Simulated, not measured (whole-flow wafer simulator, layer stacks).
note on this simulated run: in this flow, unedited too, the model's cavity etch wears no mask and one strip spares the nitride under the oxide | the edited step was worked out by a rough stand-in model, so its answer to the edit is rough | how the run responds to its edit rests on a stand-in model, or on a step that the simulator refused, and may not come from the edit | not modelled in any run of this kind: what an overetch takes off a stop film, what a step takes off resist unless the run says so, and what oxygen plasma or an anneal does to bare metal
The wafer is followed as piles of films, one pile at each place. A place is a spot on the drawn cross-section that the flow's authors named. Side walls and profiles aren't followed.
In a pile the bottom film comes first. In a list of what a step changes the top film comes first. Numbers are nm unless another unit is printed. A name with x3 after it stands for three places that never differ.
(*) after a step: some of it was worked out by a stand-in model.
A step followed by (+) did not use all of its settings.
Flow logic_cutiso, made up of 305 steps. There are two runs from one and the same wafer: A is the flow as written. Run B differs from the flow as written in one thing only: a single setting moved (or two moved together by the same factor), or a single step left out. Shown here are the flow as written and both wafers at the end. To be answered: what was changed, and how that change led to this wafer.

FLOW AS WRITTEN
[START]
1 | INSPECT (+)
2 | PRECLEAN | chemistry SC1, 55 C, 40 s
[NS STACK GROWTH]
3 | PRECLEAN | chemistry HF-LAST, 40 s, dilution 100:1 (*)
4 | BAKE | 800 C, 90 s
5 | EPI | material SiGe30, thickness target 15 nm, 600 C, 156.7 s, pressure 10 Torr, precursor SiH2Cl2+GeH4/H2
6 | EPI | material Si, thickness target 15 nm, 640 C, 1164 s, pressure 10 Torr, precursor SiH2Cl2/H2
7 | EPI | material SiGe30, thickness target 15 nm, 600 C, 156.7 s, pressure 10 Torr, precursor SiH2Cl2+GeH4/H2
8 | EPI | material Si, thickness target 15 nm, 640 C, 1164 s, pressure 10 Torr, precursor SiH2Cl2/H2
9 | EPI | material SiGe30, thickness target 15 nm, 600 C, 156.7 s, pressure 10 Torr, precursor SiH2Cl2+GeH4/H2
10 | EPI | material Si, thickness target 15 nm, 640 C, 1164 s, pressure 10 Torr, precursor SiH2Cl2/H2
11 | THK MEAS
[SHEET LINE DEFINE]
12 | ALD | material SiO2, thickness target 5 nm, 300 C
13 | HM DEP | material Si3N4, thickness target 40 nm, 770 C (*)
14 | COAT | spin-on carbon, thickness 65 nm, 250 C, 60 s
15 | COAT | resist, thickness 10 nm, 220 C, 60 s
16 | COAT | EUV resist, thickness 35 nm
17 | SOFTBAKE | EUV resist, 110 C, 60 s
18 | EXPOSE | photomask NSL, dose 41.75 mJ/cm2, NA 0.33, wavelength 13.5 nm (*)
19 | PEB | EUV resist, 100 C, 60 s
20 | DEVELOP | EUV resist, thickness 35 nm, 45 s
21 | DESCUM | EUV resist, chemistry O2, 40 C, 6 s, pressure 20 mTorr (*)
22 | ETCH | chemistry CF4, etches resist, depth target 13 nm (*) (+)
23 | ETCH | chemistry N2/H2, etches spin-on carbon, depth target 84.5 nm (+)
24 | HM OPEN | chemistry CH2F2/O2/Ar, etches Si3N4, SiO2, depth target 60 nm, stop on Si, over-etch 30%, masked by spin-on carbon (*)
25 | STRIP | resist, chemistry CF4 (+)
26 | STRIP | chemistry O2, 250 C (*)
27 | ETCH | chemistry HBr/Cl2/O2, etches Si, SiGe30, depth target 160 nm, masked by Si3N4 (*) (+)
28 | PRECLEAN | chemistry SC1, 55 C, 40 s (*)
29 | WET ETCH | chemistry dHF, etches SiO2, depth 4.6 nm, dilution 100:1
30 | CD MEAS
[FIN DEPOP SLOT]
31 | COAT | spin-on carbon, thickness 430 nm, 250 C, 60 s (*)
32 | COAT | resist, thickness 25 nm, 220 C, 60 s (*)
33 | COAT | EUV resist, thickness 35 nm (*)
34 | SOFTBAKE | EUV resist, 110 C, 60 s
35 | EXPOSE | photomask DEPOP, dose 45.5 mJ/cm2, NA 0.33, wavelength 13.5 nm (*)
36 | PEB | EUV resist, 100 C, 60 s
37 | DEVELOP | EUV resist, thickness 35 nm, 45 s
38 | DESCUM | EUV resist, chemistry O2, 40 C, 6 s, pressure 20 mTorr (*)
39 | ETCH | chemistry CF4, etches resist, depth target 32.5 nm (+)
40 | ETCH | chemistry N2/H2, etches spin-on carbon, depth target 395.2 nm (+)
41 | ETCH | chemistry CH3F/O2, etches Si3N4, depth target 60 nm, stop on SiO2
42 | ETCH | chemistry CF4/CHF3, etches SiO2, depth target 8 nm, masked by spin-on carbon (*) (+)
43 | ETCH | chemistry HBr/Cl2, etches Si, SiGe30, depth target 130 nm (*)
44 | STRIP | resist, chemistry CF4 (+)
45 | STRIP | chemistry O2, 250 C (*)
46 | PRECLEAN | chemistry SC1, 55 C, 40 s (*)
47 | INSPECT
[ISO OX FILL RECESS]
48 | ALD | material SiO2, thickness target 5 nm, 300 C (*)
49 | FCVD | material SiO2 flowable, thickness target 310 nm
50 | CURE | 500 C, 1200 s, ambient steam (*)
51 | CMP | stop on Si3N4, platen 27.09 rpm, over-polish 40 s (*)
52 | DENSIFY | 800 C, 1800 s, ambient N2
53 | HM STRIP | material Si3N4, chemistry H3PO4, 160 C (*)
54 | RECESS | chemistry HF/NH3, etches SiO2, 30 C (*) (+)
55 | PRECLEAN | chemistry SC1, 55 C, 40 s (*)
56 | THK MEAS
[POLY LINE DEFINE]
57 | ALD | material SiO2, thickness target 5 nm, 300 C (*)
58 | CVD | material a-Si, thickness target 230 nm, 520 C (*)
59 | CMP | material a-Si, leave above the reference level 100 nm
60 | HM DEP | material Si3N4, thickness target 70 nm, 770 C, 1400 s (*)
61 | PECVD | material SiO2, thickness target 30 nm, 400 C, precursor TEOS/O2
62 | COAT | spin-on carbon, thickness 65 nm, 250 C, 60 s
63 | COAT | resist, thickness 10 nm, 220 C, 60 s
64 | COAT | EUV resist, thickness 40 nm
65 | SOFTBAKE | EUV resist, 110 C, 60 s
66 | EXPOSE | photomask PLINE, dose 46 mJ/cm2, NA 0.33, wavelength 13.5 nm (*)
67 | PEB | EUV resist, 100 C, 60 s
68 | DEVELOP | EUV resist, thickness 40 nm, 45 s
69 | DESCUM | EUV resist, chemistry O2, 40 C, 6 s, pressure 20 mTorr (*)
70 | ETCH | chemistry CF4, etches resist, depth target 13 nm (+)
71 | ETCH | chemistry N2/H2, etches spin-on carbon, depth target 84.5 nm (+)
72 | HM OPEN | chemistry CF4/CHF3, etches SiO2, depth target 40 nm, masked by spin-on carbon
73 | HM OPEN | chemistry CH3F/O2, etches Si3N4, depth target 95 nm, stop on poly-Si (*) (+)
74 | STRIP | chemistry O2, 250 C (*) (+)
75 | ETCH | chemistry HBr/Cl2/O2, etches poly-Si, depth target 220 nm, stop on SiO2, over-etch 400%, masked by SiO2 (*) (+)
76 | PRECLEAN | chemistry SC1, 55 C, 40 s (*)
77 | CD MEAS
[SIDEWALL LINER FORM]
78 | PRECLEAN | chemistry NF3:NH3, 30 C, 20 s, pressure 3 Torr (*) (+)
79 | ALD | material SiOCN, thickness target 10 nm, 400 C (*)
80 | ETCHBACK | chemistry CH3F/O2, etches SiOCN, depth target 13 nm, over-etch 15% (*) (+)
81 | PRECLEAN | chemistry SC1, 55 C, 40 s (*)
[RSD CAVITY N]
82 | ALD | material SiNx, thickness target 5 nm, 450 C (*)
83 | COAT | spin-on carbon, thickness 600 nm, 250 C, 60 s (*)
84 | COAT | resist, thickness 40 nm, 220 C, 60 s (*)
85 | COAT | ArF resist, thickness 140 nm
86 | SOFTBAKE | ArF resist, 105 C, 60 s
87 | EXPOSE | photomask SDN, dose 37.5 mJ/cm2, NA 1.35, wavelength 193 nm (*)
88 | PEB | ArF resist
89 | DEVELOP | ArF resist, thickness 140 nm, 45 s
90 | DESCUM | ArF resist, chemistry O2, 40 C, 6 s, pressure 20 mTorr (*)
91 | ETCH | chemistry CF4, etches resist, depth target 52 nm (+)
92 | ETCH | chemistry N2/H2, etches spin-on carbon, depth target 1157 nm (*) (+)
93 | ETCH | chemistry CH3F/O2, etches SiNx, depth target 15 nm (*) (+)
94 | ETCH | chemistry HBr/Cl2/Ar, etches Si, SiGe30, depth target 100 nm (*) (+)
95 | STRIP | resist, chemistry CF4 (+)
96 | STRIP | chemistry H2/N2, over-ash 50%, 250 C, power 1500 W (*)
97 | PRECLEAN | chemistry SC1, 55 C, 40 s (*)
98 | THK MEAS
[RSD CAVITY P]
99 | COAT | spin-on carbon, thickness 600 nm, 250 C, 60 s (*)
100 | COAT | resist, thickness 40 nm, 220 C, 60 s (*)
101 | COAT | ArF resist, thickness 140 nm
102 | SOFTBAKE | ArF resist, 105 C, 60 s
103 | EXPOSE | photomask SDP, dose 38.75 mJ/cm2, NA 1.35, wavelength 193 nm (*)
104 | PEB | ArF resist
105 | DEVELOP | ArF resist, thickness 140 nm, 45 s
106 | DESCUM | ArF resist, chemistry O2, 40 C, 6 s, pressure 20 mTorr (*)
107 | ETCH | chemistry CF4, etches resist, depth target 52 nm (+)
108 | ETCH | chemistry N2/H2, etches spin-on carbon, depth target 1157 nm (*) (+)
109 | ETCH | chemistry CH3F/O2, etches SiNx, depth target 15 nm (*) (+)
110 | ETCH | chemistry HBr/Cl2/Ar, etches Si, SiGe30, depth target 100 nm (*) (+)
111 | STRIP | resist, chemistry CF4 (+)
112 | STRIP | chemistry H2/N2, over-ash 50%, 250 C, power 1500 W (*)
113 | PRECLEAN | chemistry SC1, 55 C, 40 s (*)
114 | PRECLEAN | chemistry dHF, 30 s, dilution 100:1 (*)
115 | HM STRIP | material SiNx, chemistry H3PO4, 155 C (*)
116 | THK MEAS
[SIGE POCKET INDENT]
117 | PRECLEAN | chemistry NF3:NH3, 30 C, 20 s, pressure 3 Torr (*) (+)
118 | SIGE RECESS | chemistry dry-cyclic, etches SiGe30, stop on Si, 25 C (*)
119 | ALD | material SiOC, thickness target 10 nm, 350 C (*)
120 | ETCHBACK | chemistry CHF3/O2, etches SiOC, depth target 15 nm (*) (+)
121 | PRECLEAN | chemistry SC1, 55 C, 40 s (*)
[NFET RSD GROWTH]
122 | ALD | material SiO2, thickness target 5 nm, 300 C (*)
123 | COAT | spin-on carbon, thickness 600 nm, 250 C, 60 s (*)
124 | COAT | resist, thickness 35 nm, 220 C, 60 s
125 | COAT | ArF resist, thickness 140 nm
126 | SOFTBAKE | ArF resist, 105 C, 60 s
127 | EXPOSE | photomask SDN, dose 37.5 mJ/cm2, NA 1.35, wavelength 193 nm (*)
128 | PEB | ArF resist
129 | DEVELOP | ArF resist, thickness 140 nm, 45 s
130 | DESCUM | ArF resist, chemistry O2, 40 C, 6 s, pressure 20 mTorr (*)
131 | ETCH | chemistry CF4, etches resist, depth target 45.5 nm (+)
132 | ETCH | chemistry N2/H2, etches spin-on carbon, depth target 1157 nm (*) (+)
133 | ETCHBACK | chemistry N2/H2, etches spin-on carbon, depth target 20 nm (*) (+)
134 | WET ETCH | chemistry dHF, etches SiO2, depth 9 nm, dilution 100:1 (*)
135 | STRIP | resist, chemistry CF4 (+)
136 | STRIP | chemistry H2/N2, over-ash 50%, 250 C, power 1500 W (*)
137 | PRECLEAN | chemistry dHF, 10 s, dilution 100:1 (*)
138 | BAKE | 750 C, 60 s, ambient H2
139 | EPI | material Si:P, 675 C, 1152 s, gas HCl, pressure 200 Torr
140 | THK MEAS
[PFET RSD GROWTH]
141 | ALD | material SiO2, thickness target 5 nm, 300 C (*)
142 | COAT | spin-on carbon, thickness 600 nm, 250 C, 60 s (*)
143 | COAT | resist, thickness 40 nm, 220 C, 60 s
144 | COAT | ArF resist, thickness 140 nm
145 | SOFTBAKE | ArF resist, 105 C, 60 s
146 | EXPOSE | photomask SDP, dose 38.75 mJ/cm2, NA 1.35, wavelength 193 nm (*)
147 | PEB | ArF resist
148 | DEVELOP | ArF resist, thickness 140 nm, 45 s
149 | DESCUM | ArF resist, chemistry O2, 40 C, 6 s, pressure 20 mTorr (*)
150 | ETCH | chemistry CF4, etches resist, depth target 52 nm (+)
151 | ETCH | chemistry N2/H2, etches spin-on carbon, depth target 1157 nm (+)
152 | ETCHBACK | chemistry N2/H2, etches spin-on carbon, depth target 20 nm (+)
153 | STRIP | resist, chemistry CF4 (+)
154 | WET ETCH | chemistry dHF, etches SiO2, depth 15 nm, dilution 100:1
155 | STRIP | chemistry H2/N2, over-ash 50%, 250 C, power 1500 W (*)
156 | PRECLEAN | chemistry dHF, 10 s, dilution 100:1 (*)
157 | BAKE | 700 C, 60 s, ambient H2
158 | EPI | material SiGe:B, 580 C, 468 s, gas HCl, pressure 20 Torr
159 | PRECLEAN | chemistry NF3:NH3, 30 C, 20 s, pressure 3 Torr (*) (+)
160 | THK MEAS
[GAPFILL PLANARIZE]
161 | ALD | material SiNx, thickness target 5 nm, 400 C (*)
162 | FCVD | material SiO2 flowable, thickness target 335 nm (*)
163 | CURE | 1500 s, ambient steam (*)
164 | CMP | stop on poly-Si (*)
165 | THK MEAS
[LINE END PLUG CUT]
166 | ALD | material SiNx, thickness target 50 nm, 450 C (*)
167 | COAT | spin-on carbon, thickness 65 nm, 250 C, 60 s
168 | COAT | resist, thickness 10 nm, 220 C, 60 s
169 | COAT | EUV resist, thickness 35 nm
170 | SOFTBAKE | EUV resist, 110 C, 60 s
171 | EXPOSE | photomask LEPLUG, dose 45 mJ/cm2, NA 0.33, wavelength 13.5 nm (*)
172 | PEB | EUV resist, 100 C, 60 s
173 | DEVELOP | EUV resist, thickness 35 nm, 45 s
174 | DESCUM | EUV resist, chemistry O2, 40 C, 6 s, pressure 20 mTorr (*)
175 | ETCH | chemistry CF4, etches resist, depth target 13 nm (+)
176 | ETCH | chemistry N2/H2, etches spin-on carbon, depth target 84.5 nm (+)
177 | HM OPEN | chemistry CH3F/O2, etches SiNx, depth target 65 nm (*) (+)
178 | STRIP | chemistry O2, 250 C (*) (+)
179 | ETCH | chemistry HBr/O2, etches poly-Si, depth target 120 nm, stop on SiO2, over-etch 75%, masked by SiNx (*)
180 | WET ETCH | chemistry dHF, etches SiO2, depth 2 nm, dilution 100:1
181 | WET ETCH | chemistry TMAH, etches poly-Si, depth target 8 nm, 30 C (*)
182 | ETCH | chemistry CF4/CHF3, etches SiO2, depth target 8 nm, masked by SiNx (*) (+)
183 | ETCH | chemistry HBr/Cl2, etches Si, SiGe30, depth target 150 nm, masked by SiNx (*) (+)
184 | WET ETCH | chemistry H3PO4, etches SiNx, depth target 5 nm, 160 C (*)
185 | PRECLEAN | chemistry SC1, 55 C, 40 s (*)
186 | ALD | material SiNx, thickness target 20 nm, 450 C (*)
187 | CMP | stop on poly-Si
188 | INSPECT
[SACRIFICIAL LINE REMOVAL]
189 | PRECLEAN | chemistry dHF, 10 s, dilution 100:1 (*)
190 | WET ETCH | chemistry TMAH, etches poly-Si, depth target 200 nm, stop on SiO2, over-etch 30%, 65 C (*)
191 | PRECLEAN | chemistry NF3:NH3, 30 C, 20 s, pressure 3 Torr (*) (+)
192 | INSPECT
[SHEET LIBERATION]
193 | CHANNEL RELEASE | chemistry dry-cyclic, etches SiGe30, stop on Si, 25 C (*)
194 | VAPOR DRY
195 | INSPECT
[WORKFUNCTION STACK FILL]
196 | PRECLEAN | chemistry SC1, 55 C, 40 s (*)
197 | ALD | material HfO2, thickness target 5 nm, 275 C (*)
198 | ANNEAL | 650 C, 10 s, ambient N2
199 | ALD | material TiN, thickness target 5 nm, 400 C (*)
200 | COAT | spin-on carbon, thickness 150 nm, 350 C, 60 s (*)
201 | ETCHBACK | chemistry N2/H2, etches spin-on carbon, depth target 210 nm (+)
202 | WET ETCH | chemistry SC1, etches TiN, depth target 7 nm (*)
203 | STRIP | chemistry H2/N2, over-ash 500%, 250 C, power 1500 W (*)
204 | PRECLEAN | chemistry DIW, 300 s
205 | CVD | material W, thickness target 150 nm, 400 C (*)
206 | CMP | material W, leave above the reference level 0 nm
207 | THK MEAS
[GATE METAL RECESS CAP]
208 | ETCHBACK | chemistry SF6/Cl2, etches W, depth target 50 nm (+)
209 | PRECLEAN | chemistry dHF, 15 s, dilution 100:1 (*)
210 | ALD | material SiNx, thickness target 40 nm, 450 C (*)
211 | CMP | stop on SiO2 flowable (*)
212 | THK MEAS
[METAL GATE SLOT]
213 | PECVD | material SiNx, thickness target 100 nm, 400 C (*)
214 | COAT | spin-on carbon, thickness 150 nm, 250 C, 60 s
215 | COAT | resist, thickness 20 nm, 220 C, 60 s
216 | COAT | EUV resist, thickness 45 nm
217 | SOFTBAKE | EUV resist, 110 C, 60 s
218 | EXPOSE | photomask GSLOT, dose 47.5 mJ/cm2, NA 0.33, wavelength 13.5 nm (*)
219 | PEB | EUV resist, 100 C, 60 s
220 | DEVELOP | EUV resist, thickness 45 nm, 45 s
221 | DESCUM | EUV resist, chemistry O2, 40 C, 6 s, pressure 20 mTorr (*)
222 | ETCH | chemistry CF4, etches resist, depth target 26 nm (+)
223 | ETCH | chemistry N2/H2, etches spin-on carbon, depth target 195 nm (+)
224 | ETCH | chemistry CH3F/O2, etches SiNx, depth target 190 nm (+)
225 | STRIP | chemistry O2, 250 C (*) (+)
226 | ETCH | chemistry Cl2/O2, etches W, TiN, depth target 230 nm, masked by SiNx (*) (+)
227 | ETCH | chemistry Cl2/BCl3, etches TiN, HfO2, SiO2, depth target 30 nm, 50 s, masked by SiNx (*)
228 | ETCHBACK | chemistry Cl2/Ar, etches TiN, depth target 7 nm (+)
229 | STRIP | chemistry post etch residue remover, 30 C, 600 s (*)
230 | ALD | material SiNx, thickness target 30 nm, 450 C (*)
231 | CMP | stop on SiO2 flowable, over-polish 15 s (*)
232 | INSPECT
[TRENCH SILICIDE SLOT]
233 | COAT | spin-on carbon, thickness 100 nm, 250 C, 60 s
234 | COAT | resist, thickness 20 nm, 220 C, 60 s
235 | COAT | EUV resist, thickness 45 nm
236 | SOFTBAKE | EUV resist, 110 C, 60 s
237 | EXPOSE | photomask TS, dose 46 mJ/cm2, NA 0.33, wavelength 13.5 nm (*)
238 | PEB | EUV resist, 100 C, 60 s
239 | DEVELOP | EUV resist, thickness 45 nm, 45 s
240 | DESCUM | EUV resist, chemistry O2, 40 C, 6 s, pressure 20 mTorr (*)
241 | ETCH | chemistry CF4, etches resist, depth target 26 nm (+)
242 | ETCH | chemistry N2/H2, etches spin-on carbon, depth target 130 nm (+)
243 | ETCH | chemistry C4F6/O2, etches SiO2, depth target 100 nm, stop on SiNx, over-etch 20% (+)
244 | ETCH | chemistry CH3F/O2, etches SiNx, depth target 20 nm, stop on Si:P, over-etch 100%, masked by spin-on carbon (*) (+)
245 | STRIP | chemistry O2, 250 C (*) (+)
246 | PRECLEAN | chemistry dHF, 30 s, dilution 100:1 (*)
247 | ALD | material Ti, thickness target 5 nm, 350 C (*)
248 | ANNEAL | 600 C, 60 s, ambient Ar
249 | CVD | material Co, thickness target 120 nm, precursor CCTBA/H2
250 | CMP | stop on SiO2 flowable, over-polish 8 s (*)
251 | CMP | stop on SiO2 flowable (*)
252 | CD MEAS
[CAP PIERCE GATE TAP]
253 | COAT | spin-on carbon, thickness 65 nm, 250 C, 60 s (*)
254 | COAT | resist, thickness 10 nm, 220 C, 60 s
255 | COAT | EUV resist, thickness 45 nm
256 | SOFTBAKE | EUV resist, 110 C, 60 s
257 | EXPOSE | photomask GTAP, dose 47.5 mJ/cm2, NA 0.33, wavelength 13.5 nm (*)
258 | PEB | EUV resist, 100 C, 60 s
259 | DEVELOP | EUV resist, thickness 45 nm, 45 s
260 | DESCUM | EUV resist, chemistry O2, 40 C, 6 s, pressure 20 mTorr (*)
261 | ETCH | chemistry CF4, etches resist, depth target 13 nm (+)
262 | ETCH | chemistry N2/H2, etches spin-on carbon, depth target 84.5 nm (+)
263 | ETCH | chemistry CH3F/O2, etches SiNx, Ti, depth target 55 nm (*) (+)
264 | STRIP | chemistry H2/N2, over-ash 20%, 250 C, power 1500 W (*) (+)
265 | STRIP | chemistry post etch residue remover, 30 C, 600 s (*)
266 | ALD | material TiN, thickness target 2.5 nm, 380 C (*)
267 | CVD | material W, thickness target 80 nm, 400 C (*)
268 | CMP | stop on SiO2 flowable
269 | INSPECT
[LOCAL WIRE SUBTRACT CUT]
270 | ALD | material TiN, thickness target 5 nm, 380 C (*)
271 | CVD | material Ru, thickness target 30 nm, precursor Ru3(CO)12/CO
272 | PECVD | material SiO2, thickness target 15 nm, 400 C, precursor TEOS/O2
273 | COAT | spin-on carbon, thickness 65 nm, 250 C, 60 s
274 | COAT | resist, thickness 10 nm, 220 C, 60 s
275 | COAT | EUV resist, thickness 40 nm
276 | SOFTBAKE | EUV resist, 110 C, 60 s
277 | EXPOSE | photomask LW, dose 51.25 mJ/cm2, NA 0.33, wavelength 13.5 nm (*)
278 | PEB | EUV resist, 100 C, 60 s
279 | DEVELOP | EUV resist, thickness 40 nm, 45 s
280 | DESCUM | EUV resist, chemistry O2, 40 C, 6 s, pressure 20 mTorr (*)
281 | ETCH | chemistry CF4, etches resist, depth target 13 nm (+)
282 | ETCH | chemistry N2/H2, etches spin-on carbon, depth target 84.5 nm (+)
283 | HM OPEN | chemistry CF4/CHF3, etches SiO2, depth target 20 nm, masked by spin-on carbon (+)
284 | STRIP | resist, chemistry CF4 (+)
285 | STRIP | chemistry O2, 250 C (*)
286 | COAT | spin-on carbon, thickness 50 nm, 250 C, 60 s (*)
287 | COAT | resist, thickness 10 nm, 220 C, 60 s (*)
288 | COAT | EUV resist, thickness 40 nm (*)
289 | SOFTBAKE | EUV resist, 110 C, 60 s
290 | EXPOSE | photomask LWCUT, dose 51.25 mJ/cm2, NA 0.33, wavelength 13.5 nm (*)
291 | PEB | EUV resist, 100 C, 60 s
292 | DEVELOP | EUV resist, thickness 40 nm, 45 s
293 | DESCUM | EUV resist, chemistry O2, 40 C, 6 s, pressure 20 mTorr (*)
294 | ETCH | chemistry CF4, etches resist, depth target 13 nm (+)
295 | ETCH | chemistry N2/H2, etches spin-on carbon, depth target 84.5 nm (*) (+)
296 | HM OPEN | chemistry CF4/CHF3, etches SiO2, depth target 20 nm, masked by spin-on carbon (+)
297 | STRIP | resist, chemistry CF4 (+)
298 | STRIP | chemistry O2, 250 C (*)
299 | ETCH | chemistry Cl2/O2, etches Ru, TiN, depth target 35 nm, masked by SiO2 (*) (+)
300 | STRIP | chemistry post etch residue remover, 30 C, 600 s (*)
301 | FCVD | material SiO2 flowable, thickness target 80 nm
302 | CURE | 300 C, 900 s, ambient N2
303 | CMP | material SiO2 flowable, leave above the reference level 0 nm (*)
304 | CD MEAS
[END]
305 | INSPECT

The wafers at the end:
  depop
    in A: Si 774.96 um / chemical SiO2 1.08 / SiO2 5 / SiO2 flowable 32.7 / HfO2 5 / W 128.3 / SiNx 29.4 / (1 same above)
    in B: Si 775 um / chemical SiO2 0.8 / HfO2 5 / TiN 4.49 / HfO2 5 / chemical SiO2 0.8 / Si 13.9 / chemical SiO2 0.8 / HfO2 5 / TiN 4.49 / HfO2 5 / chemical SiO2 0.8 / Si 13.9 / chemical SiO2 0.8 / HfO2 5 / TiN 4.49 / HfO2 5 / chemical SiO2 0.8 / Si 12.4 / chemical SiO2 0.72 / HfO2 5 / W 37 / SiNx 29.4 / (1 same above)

What caused this: step 42, ETCH: depth target 3.4 nm was run, though the flow has depth target 8 nm.

The path from the change to this, step by step:
  42 | ETCH | chemistry CF4/CHF3, etches SiO2, depth target 8 nm, masked by spin-on carbon (*) (+)
      depop: A SiO2 loses 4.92 (all of it), Si loses 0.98 | B SiO2 loses 3.4
      gl: A resist loses 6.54 (all of it), spin-on carbon loses 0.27 | B resist loses 3.4
      (also at 20 further places)
  43 | ETCH | chemistry HBr/Cl2, etches Si, SiGe30, depth target 130 nm (*)
      glp, tap: A spin-on carbon loses 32 | B resist loses 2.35 (all of it), spin-on carbon loses 28.7
      depop: A Si loses 14 (all of it), SiGe30 loses 15 (all of it), Si loses 15 (all of it), SiGe30 loses 15 (all of it), Si loses 15 (all of it), SiGe30 loses 15 (all of it), Si loses 41 | B nothing
      (also at 18 further places)
  44 | STRIP | resist, chemistry CF4 (+)
      depop: A nothing | B SiO2 loses 1.52 (all of it)
  45 | STRIP | chemistry O2, 250 C (*)
      dpovl: A chemical SiO2 gains 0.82 (new film), spin-on carbon loses 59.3 (all of it), Si loses 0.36 | B chemical SiO2 gains 0.82 (new film), spin-on carbon loses 60.6 (all of it), Si loses 0.36
  49 | FCVD | material SiO2 flowable, thickness target 310 nm
      dpovl, nsgap: A SiO2 flowable gains 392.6 (new film) | B SiO2 flowable gains 406.3 (new film)
      depop: A SiO2 flowable gains 359.9 (new film) | B SiO2 flowable gains 242.6 (new film)
      (also at 2 further places)
  51 | CMP | stop on Si3N4, platen 27.09 rpm, over-polish 40 s (*)
      depop: A SiO2 flowable loses 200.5 | B SiO2 flowable loses 214.1
      dpovl: A SiO2 flowable loses 200.4 | B SiO2 flowable loses 214
      (also at 3 further places)
  52 | DENSIFY | 800 C, 1800 s, ambient N2
      depop: A SiO2 flowable loses 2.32 | B SiO2 flowable loses 0.24
      dpovl: A SiO2 flowable loses 2.82 | B SiO2 flowable loses 2.27
  54 | RECESS | chemistry HF/NH3, etches SiO2, 30 C (*) (+)
      depop: A SiO2 flowable loses 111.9 | B SiO2 flowable loses 18.4 (all of it), SiO2 loses 5 (all of it), chemical SiO2 loses 1.08 (all of it)
  55 | PRECLEAN | chemistry SC1, 55 C, 40 s (*)
      depop: A SiO2 flowable loses 0.06 | B chemical SiO2 gains 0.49 (new film), Si loses 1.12
  58 | CVD | material a-Si, thickness target 230 nm, 520 C (*)
      depop: A a-Si gains 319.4 (new film) | B a-Si gains 230 (new film)
  60 | HM DEP | material Si3N4, thickness target 70 nm, 770 C, 1400 s (*)
      depop: A Si3N4 gains 70 (new film), poly-Si gains 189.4 (new film), a-Si loses 189.4 (all of it) | B Si3N4 gains 70 (new film), poly-Si gains 100.5 (new film), a-Si loses 100.5 (all of it)
  190 | WET ETCH | chemistry TMAH, etches poly-Si, depth target 200 nm, stop on SiO2, over-etch 30%, 65 C (*)
      depop: A poly-Si loses 189.4 (all of it) | B poly-Si loses 100.5 (all of it)
  191 | PRECLEAN | chemistry NF3:NH3, 30 C, 20 s, pressure 3 Torr (*) (+)
      depop: A SiO2 loses 5 (all of it), SiO2 flowable loses 2.58 | B SiO2 loses 5 (all of it), chemical SiO2 loses 0.49 (all of it)
  193 | CHANNEL RELEASE | chemistry dry-cyclic, etches SiGe30, stop on Si, 25 C (*)
      depop: A nothing | B chemical SiO2 gains 0.8 (new film), Si loses 0.99, chemical SiO2 gains 0.8 (new film), cavity gains 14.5 (new film), chemical SiO2 gains 0.8 (new film), SiGe30 loses 15 (all of it), Si loses 1.08, chemical SiO2 gains 0.8 (new film), cavity gains 14.5 (new film), chemical SiO2 gains 0.8 (new film), SiGe30 loses 15 (all of it), Si loses 1.08, chemical SiO2 gains 0.8 (new film), cavity gains 14.5 (new film), chemical SiO2 gains 0.8 (new film), SiGe30 loses 15 (all of it), Si loses 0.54
  197 | ALD | material HfO2, thickness target 5 nm, 275 C (*)
      depop: A HfO2 gains 5 (new film) | B HfO2 gains 5 (new film), HfO2 gains 5 (new film), cavity loses 10, HfO2 gains 5 (new film), HfO2 gains 5 (new film), cavity loses 10, HfO2 gains 5 (new film), HfO2 gains 5 (new film), cavity loses 10, HfO2 gains 5 (new film)
  199 | ALD | material TiN, thickness target 5 nm, 400 C (*)
      depop: A TiN gains 5 (new film) | B TiN gains 5 (new film), TiN gains 4.49 (new film), cavity loses 4.49 (all of it), TiN gains 4.49 (new film), cavity loses 4.49 (all of it), TiN gains 4.49 (new film), cavity loses 4.49 (all of it)
  ... another 2 steps ...
  205 | CVD | material W, thickness target 150 nm, 400 C (*)
      depop: A W gains 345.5 (new film) | B W gains 254.2 (new film)
If metal films that touch count as one body, depop has 4 bodies (between them, from the top down: HfO2 5 / chemical SiO2 0.72 / Si 12.4 / chemical SiO2 0.8 / HfO2 5; HfO2 5 / chemical SiO2 0.8 / Si 13.9 / chemical SiO2 0.8 / HfO2 5; HfO2 5 / chemical SiO2 0.8 / Si 13.9 / chemical SiO2 0.8 / HfO2 5); the flow as written gives 1 body.
